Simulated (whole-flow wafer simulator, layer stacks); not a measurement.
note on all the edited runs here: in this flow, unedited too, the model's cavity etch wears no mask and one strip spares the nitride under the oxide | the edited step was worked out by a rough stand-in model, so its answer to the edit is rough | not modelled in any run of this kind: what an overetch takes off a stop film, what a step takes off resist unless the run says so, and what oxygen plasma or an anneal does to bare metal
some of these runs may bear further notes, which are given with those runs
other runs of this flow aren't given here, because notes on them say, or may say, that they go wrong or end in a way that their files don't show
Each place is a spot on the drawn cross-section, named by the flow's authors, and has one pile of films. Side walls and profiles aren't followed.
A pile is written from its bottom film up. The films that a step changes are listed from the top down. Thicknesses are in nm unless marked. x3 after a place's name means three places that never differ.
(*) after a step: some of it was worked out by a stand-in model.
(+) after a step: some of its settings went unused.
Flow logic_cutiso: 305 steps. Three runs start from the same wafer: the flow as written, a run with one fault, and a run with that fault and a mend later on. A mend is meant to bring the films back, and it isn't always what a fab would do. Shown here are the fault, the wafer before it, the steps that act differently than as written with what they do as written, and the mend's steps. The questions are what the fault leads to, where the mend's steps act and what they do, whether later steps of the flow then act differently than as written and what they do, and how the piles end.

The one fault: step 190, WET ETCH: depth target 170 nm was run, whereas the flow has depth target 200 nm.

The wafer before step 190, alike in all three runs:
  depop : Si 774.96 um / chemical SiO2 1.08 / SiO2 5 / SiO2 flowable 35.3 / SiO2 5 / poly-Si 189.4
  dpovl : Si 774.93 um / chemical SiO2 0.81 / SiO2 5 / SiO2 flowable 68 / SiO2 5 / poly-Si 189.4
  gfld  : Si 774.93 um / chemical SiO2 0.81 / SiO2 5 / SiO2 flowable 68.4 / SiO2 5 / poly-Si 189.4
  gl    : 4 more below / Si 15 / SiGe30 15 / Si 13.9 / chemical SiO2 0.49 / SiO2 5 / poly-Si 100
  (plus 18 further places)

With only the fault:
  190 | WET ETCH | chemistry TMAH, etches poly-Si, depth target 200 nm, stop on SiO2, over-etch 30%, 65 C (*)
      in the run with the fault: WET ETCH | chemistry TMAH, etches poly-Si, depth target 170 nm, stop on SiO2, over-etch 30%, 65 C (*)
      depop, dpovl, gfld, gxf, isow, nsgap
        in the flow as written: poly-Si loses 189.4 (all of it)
        in the run with the fault: poly-Si loses 170
  Steps further on in the flow that do not act as written (1 more step, not shown, differs only slightly: by at most 2% or 0.5 nm, whichever is larger):
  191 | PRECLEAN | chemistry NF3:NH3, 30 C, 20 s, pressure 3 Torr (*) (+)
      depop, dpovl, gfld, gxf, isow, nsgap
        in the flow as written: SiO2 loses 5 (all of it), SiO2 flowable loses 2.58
        in the run with the fault: nothing
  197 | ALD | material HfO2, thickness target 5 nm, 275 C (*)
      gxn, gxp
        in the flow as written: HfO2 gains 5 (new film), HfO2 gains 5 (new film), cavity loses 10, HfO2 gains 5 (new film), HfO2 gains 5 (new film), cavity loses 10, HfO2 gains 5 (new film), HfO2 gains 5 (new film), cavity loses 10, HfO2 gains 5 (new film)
        in the run with the fault: HfO2 gains 5 (new film), HfO2 gains 5 (new film), cavity loses 10, HfO2 gains 5 (new film), HfO2 gains 5 (new film), cavity loses 10, HfO2 gains 5 (new film), HfO2 gains 14.5 (new film), cavity loses 14.5 (all of it)
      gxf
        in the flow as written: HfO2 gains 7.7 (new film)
        in the run with the fault: HfO2 gains 5 (new film)
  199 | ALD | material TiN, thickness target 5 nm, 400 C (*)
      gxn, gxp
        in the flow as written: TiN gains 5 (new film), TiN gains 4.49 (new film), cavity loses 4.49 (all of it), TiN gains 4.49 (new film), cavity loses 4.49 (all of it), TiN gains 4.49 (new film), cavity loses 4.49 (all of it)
        in the run with the fault: TiN gains 5 (new film), TiN gains 4.49 (new film), cavity loses 4.49 (all of it), TiN gains 4.49 (new film), cavity loses 4.49 (all of it)
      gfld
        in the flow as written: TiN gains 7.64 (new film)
        in the run with the fault: TiN gains 5 (new film)
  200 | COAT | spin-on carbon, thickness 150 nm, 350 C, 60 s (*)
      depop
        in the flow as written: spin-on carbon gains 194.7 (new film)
        in the run with the fault: spin-on carbon gains 181.4 (new film)
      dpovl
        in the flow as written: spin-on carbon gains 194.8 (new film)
        in the run with the fault: spin-on carbon gains 181.4 (new film)
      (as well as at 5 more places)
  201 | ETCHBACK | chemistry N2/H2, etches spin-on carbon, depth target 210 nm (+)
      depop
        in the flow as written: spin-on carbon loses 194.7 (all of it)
        in the run with the fault: spin-on carbon loses 181.4 (all of it)
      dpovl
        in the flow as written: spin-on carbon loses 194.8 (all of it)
        in the run with the fault: spin-on carbon loses 181.4 (all of it)
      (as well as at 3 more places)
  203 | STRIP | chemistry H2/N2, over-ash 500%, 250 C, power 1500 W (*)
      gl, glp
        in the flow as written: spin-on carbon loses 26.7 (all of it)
        in the run with the fault: spin-on carbon loses 27.3 (all of it)
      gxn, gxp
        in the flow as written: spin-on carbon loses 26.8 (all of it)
        in the run with the fault: spin-on carbon loses 27.4 (all of it)
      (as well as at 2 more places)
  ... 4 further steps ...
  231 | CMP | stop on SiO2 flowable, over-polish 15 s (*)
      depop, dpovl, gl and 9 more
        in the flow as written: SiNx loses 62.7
        in the run with the fault: SiNx loses 69.5
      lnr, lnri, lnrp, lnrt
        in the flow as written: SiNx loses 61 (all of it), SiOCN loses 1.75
        in the run with the fault: SiNx loses 67.8 (all of it), SiOCN loses 1.75
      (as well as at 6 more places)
  By the end, the piles at depop, dpovl, gfld, gxf, gxn, gxp, isow, nsgap depart from the flow's by more than 2% or 0.5 nm, whichever is larger.
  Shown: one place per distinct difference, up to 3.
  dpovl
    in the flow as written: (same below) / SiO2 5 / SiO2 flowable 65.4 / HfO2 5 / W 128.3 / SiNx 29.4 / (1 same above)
    in the run with the fault: (same below) / SiO2 5 / SiO2 flowable 68 / SiO2 5 / poly-Si 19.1 / chemical SiO2 0.49 / HfO2 5 / W 101 / SiNx 29.4 / (1 same above)
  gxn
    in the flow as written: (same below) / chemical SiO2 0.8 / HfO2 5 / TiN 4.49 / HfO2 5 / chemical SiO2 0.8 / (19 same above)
    in the run with the fault: (same below) / chemical SiO2 0.8 / HfO2 14.5 / chemical SiO2 0.8 / (19 same above)
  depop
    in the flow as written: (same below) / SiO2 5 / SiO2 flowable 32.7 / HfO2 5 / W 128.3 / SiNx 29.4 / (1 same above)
    in the run with the fault: (same below) / SiO2 5 / SiO2 flowable 35.3 / SiO2 5 / poly-Si 19.1 / chemical SiO2 0.49 / HfO2 5 / W 101 / SiNx 29.4 / (1 same above)

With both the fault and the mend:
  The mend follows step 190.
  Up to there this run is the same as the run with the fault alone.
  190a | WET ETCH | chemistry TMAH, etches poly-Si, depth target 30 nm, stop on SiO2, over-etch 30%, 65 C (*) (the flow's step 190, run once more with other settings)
      depop, dpovl, gfld, gxf, isow, nsgap
        poly-Si loses 19.4 (all of it)
  Later steps of the flow that are run all act as written at every place that is followed.
  By the end, the piles equal the flow's at every place that both follow.
